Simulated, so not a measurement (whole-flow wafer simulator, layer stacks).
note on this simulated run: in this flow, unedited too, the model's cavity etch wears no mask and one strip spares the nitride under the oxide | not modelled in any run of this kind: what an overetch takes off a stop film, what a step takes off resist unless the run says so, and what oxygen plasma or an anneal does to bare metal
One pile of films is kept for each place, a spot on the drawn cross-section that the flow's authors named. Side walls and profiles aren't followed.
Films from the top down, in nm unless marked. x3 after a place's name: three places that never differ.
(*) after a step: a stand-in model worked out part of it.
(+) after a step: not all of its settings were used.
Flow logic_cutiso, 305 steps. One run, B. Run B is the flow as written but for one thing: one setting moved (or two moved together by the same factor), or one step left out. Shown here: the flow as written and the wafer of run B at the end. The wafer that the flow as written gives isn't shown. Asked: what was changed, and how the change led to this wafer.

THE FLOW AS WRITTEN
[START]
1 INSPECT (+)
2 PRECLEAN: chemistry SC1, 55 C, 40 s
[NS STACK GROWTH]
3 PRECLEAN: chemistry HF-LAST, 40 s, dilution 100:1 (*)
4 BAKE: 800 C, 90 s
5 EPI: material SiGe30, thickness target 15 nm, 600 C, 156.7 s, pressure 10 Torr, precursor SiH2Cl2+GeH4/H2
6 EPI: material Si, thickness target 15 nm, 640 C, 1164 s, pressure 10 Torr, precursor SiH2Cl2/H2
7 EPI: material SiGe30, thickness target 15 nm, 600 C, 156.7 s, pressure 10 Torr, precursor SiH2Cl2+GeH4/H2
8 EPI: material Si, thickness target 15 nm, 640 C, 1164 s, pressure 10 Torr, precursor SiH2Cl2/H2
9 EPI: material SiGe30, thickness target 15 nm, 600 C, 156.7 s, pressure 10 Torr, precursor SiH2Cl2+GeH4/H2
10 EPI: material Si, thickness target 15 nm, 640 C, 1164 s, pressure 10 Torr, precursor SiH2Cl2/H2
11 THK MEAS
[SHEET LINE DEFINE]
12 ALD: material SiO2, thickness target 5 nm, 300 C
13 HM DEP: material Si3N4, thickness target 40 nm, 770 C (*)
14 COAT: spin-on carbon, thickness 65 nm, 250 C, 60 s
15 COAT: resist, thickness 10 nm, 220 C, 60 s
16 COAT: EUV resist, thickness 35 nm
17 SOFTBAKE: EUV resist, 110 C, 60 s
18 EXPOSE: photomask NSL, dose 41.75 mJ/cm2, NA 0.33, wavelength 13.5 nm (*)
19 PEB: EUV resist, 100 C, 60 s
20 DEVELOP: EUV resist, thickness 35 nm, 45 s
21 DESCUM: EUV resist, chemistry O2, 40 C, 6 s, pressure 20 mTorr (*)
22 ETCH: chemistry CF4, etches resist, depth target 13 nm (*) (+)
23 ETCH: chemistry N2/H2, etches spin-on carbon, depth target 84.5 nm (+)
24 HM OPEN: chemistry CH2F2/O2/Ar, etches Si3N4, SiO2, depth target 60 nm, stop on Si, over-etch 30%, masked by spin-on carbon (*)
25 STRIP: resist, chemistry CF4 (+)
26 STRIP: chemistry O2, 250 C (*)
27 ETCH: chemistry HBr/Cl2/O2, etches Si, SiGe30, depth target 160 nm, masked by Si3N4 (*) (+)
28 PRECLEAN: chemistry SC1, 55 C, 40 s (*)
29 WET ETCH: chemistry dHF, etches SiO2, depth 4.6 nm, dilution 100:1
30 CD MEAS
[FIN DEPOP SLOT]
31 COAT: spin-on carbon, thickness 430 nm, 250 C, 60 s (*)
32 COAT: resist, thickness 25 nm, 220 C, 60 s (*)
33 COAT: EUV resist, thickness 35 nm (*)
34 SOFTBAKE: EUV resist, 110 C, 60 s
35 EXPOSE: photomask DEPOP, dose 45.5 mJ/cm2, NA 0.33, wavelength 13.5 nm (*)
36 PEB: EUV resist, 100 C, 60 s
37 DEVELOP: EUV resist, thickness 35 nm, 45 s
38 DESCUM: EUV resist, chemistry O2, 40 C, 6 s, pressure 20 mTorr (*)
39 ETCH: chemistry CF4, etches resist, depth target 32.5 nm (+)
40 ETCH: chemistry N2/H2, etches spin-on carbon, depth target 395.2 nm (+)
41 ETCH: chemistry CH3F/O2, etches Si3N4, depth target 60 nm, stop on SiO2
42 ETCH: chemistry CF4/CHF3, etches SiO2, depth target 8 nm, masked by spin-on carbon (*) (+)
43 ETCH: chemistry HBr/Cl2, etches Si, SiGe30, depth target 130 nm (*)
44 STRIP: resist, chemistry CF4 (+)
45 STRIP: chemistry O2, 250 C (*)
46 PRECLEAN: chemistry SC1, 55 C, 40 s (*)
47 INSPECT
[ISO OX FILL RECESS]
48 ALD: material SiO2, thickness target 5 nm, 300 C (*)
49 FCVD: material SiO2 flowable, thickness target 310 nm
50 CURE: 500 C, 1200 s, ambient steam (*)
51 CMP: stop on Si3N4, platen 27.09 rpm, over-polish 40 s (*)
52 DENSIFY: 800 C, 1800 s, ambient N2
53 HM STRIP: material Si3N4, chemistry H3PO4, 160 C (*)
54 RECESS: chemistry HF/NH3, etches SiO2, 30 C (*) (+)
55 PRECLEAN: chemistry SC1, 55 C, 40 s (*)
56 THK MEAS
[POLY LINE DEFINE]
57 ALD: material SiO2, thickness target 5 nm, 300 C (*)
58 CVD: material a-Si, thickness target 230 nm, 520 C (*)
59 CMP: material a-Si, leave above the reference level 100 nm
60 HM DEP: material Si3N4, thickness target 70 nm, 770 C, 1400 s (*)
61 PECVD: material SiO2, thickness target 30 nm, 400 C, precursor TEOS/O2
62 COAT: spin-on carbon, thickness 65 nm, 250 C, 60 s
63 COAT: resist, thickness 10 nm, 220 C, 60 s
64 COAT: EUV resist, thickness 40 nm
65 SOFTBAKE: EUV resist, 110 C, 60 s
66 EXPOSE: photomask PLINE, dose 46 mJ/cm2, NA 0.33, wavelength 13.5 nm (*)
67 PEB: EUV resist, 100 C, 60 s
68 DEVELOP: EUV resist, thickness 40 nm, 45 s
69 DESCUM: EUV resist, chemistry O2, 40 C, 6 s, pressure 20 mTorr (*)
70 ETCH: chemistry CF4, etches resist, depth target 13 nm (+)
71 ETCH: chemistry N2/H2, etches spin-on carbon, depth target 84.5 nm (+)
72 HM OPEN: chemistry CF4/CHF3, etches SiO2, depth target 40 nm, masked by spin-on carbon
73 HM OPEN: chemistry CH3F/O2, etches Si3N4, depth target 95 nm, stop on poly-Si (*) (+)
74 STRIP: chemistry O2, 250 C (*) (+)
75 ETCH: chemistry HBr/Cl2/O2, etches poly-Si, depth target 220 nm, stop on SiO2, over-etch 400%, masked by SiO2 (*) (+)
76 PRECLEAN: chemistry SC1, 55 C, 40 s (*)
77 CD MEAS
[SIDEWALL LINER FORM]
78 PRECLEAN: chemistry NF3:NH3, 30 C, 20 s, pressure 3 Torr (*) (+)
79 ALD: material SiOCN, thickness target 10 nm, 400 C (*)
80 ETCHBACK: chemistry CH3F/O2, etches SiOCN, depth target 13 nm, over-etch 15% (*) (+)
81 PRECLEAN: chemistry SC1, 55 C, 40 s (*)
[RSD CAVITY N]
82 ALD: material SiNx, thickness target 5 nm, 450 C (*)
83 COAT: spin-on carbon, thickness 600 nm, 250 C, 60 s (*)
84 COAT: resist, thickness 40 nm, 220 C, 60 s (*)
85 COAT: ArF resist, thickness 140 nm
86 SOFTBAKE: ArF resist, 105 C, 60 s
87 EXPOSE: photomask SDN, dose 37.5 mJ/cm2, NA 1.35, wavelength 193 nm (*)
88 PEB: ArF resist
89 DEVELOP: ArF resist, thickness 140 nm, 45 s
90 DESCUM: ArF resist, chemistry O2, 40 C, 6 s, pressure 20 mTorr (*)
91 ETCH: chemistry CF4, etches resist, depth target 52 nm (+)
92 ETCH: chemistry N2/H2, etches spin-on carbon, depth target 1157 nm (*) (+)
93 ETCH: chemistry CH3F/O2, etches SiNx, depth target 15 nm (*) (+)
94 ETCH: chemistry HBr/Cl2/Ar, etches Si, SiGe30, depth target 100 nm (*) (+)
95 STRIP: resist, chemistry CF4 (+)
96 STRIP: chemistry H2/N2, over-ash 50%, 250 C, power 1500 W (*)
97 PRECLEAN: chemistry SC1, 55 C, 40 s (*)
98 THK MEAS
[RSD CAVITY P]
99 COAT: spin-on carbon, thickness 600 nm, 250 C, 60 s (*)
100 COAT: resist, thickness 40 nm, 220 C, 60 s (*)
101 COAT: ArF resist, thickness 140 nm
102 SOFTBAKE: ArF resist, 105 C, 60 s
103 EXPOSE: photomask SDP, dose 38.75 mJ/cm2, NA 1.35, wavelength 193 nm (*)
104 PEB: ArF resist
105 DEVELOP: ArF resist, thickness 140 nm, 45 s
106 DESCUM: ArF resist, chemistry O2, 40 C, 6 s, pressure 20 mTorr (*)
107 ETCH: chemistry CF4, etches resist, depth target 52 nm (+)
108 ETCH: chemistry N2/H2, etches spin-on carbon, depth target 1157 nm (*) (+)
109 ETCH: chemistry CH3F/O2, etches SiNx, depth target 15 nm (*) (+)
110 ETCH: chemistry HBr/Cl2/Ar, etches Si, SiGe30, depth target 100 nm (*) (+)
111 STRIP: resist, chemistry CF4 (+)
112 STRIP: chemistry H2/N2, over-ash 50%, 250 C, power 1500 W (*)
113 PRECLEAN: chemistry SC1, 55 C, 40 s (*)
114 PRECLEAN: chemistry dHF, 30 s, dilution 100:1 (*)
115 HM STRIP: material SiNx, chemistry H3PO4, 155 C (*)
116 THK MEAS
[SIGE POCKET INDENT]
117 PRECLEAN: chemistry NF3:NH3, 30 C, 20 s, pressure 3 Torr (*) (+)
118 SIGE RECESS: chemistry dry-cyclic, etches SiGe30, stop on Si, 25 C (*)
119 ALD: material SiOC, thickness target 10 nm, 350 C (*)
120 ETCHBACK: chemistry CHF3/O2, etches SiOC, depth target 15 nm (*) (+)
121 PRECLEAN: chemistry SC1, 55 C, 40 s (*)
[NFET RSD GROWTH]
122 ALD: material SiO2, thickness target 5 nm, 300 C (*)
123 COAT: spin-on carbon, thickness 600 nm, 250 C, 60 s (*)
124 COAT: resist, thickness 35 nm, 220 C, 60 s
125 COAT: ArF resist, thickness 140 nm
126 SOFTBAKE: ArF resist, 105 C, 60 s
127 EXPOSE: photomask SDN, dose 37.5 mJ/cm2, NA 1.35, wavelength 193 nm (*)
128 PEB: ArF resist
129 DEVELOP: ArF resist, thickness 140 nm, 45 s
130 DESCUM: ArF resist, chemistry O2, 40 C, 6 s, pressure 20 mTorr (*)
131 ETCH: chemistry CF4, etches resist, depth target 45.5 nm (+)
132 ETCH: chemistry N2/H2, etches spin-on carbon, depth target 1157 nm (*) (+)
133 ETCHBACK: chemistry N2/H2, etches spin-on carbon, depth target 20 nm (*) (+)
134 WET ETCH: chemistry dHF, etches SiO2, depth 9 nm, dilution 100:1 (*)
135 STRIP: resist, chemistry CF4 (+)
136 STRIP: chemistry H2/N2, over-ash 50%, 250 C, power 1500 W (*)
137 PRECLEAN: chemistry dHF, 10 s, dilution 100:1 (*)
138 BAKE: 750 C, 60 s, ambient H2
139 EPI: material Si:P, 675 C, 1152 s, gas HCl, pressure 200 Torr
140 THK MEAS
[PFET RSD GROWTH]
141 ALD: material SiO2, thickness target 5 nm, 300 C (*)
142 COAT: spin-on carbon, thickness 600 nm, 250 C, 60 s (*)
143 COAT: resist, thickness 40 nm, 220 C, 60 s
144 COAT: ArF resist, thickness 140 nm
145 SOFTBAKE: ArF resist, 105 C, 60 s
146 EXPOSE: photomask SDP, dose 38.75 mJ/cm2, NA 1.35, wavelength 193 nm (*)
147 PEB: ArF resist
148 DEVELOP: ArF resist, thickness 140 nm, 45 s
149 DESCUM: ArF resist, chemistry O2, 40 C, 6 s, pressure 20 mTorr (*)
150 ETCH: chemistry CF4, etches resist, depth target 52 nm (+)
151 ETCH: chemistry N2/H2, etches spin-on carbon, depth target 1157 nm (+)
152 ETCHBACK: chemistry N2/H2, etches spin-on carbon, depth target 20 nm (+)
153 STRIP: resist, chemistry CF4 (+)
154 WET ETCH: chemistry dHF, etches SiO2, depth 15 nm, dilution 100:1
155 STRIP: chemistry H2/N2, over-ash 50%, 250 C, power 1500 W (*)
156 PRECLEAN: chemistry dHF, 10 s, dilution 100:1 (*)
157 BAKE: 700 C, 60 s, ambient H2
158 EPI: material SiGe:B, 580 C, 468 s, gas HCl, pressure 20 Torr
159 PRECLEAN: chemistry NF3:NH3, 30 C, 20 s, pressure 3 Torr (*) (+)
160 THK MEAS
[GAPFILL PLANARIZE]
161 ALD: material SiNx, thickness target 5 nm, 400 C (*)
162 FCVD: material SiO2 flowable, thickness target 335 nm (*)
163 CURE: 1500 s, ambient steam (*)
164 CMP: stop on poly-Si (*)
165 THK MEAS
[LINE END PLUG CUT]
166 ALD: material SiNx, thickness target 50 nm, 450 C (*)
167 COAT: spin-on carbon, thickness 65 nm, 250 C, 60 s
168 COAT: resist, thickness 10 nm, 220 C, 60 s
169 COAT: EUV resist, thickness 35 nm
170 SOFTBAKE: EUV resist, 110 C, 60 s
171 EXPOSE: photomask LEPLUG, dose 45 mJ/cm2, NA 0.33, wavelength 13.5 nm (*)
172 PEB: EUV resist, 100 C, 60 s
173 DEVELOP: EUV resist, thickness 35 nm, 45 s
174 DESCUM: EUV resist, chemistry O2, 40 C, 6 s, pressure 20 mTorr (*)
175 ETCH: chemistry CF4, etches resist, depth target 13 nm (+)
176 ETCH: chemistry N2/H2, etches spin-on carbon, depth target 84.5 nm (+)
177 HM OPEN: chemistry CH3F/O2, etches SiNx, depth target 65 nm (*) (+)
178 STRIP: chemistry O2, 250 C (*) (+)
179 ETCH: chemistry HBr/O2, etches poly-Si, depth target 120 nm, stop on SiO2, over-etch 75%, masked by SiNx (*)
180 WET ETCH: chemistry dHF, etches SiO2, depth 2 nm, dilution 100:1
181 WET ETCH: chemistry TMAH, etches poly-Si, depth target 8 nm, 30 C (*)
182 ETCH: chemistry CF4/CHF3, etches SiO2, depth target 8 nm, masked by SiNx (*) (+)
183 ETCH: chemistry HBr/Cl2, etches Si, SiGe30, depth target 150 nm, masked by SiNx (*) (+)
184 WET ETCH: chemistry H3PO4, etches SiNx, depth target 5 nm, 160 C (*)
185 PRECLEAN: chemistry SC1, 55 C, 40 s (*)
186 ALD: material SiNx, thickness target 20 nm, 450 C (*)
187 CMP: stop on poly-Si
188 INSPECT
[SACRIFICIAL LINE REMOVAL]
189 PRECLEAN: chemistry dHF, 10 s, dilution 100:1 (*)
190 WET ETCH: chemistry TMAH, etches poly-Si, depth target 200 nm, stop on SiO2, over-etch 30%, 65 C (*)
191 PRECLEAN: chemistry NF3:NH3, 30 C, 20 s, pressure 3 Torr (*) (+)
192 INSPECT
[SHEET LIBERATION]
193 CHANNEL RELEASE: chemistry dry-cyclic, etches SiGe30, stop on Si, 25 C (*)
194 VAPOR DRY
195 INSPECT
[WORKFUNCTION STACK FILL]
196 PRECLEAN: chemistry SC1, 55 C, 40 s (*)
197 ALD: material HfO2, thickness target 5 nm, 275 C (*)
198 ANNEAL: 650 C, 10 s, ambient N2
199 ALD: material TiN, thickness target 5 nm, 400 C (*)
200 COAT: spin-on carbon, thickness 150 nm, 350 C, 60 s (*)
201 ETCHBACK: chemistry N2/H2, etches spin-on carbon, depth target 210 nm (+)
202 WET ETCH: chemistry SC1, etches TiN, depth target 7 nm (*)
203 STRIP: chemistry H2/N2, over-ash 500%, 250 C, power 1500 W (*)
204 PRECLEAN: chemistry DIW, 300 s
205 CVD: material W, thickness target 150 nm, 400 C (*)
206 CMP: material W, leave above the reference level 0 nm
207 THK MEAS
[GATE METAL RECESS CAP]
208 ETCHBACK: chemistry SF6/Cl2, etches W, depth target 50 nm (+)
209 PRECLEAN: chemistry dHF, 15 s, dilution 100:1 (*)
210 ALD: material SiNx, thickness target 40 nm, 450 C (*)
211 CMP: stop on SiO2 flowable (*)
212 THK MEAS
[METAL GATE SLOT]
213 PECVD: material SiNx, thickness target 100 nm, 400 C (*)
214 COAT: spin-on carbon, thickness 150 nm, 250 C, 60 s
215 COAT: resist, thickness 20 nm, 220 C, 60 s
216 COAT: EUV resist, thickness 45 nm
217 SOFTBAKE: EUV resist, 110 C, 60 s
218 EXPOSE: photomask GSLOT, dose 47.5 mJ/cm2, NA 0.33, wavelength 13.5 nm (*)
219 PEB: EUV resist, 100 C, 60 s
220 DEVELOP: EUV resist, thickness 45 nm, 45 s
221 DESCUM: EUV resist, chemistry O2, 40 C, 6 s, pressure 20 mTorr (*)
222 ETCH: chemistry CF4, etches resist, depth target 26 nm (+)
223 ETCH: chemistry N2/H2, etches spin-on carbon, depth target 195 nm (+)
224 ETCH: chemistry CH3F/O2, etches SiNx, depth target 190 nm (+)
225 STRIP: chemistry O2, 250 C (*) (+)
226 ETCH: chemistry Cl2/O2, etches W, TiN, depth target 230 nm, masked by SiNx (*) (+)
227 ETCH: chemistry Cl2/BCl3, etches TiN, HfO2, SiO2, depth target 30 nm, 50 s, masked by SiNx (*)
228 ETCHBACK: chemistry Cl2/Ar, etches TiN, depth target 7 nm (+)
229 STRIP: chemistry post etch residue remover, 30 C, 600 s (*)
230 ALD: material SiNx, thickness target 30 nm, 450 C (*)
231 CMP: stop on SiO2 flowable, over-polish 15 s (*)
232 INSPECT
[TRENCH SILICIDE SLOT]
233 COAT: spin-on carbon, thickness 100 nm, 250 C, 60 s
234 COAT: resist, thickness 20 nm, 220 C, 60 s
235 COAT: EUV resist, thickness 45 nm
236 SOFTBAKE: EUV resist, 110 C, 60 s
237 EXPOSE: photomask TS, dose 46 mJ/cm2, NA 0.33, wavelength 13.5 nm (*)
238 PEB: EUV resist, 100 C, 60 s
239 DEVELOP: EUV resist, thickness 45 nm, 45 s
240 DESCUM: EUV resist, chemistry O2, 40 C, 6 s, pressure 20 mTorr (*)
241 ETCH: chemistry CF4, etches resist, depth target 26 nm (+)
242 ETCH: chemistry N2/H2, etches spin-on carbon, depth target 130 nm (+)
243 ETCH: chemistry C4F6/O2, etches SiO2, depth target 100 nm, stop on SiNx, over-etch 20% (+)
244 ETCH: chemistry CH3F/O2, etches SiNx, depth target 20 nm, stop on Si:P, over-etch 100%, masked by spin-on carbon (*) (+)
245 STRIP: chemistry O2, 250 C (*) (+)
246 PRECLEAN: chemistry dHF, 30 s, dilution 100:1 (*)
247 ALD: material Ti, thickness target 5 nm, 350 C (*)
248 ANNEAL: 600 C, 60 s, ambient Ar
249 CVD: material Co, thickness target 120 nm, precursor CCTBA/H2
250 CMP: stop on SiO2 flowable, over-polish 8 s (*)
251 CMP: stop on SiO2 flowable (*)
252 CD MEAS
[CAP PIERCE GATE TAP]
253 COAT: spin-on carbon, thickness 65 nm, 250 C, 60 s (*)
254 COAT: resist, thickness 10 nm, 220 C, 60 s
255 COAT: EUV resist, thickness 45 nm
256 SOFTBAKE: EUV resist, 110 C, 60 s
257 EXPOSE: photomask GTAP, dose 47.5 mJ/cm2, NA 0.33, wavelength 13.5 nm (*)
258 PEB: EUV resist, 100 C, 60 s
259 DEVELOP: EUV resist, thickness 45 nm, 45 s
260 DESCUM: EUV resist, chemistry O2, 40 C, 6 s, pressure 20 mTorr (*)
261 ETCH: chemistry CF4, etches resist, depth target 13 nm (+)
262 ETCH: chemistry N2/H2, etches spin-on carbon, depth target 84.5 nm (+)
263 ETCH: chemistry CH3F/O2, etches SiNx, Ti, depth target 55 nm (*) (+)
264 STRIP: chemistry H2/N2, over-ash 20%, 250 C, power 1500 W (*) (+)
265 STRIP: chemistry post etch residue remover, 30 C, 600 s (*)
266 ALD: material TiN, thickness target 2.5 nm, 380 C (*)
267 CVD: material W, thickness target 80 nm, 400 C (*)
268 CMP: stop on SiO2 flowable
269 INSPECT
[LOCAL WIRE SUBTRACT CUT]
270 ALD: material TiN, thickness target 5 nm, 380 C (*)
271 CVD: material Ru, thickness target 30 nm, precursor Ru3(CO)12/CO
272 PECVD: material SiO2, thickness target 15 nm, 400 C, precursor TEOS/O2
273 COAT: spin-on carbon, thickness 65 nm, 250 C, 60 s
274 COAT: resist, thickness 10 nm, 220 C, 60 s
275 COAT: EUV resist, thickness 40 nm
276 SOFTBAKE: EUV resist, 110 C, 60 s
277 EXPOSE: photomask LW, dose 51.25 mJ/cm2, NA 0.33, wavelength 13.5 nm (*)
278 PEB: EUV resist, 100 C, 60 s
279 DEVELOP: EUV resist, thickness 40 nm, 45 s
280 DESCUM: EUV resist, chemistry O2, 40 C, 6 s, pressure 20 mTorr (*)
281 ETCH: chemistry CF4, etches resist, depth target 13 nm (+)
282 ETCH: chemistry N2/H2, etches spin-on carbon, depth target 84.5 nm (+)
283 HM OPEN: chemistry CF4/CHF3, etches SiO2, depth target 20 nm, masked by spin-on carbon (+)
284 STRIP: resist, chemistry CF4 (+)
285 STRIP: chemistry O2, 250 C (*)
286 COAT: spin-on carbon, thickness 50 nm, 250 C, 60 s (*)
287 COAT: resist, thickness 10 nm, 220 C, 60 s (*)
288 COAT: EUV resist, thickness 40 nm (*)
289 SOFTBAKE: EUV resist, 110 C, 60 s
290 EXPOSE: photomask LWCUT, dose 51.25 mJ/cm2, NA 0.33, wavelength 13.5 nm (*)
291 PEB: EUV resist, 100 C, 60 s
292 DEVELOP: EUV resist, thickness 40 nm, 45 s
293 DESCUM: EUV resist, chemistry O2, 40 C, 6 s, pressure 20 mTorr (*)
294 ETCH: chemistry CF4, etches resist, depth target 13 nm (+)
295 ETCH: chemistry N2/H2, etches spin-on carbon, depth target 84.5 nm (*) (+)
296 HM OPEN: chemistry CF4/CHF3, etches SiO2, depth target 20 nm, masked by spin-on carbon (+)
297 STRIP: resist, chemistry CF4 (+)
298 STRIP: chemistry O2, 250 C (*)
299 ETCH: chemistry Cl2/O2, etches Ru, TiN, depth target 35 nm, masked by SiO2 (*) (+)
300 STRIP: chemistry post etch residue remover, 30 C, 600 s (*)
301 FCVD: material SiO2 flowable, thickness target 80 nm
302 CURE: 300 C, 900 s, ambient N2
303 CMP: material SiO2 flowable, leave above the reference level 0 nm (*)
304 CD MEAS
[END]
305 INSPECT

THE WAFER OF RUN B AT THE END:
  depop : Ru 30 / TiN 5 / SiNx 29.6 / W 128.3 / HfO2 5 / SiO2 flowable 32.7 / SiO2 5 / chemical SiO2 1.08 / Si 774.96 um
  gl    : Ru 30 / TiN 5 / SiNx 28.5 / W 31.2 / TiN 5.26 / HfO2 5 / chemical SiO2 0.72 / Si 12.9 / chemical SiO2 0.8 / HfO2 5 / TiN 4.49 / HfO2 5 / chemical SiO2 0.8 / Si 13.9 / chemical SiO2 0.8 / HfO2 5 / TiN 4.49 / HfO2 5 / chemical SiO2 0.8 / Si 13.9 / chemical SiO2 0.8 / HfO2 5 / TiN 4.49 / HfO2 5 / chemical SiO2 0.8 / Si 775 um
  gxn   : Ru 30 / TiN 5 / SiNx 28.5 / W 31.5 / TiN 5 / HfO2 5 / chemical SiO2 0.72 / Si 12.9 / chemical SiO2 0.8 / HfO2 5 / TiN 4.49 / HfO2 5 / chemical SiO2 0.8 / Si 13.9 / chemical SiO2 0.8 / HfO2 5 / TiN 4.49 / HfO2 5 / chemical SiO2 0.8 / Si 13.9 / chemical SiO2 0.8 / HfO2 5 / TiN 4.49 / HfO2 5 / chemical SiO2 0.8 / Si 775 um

The cause: step 282, ETCH: depth target 59.2 nm was run, where the flow has depth target 84.5 nm.

How the change led to this, step by step:
  282 ETCH: chemistry N2/H2, etches spin-on carbon, depth target 84.5 nm (+)
      depop, dpovl, gfld and 14 more: spin-on carbon -59.2 (as written it would be: spin-on carbon -63.5 (all of it), SiO2 -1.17)
      lnrt, rsdn, rsdp, rsdw, tap: EUV resist -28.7 (all of it), resist -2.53 (as written it would be: EUV resist -28.7 (all of it), resist -4.22)
  283 HM OPEN: chemistry CF4/CHF3, etches SiO2, depth target 20 nm, masked by spin-on carbon (+)
      depop, dpovl, gfld and 14 more: spin-on carbon -4.3 (all of it), SiO2 -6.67 (as written it would be: SiO2 -13.8 (all of it), Ru -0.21)
      lnrt, rsdn, rsdp, rsdw, tap: resist -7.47 (all of it), spin-on carbon -4.04 (as written it would be: resist -5.78 (all of it), spin-on carbon -4.59)
  284 STRIP: resist, chemistry CF4 (+)
      gfld, gl, gxf and 6 more: SiO2 -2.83 (as written it would be: Ru -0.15)
      depop, dpovl, isow, ns, nsgap: SiO2 -2.86 (as written it would be: Ru -0.15)
      (and at 3 more places)
  286 COAT: spin-on carbon, thickness 50 nm, 250 C, 60 s (*)
      gfld, gxf, gxn, iso, lnr, lnri, rsdx: spin-on carbon +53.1 (new film) (as written it would be: spin-on carbon +54.9 (new film))
      glp, plug: spin-on carbon +53.2 (new film) (as written it would be: spin-on carbon +55.3 (new film))
      (and at 8 more places)
  295 ETCH: chemistry N2/H2, etches spin-on carbon, depth target 84.5 nm (*) (+)
      rsdw: spin-on carbon -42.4 (all of it), SiO2 -1.18 (as written it would be: spin-on carbon -38.6 (all of it), SiO2 -1.07)
  298 STRIP: chemistry O2, 250 C (*)
      gfld, gxf, gxn, iso, lnr, lnri, rsdx: spin-on carbon -49 (all of it) (as written it would be: spin-on carbon -51 (all of it))
      glp, lnrp, plug: spin-on carbon -49 (all of it) (as written it would be: spin-on carbon -51.3 (all of it))
      (and at 6 more places)
  299 ETCH: chemistry Cl2/O2, etches Ru, TiN, depth target 35 nm, masked by SiO2 (*) (+)
      depop, dpovl, gfld and 14 more: SiO2 -1.17 (as written it would be: Ru -29.6 (all of it), TiN -5 (all of it))
  301 FCVD: material SiO2 flowable, thickness target 80 nm
      iso, rsdx: SiO2 flowable +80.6 (new film) (as written it would be: SiO2 flowable +94.2)
      gfld, gl, gxf, gxn, gxp: SiO2 flowable +80.6 (new film) (as written it would be: SiO2 flowable +94.4 (new film))
      (and at 10 more places)
  303 CMP: material SiO2 flowable, leave above the reference level 0 nm (*)
      gfld, gl, gxf and 6 more: SiO2 flowable -80.6 (all of it), SiO2 -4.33 (all of it) (as written it would be: SiO2 flowable -59.2)
      depop, dpovl, isow, ns, nsgap: SiO2 flowable -80 (all of it), SiO2 -4.31 (all of it) (as written it would be: SiO2 flowable -44.7)
      (and at 8 more places)
Counting metal films that touch as one body, depop has 2 bodies (between them, from the top down: SiNx 29.6); the flow as written gives 1 body.
Counting metal films that touch as one body, gl has 5 bodies (between them, from the top down: SiNx 28.5; HfO2 5 / chemical SiO2 0.72 / Si 12.9 / chemical SiO2 0.8 / HfO2 5; HfO2 5 / chemical SiO2 0.8 / Si 13.9 / chemical SiO2 0.8 / HfO2 5; HfO2 5 / chemical SiO2 0.8 / Si 13.9 / chemical SiO2 0.8 / HfO2 5); the flow as written gives 4 bodies (between them, from the top down: HfO2 5 / chemical SiO2 0.72 / Si 12.9 / chemical SiO2 0.8 / HfO2 5; HfO2 5 / chemical SiO2 0.8 / Si 13.9 / chemical SiO2 0.8 / HfO2 5; HfO2 5 / chemical SiO2 0.8 / Si 13.9 / chemical SiO2 0.8 / HfO2 5).
Counting metal films that touch as one body, gxn has 5 bodies (between them, from the top down: SiNx 28.5; HfO2 5 / chemical SiO2 0.72 / Si 12.9 / chemical SiO2 0.8 / HfO2 5; HfO2 5 / chemical SiO2 0.8 / Si 13.9 / chemical SiO2 0.8 / HfO2 5; HfO2 5 / chemical SiO2 0.8 / Si 13.9 / chemical SiO2 0.8 / HfO2 5); the flow as written gives 4 bodies (between them, from the top down: HfO2 5 / chemical SiO2 0.72 / Si 12.9 / chemical SiO2 0.8 / HfO2 5; HfO2 5 / chemical SiO2 0.8 / Si 13.9 / chemical SiO2 0.8 / HfO2 5; HfO2 5 / chemical SiO2 0.8 / Si 13.9 / chemical SiO2 0.8 / HfO2 5).
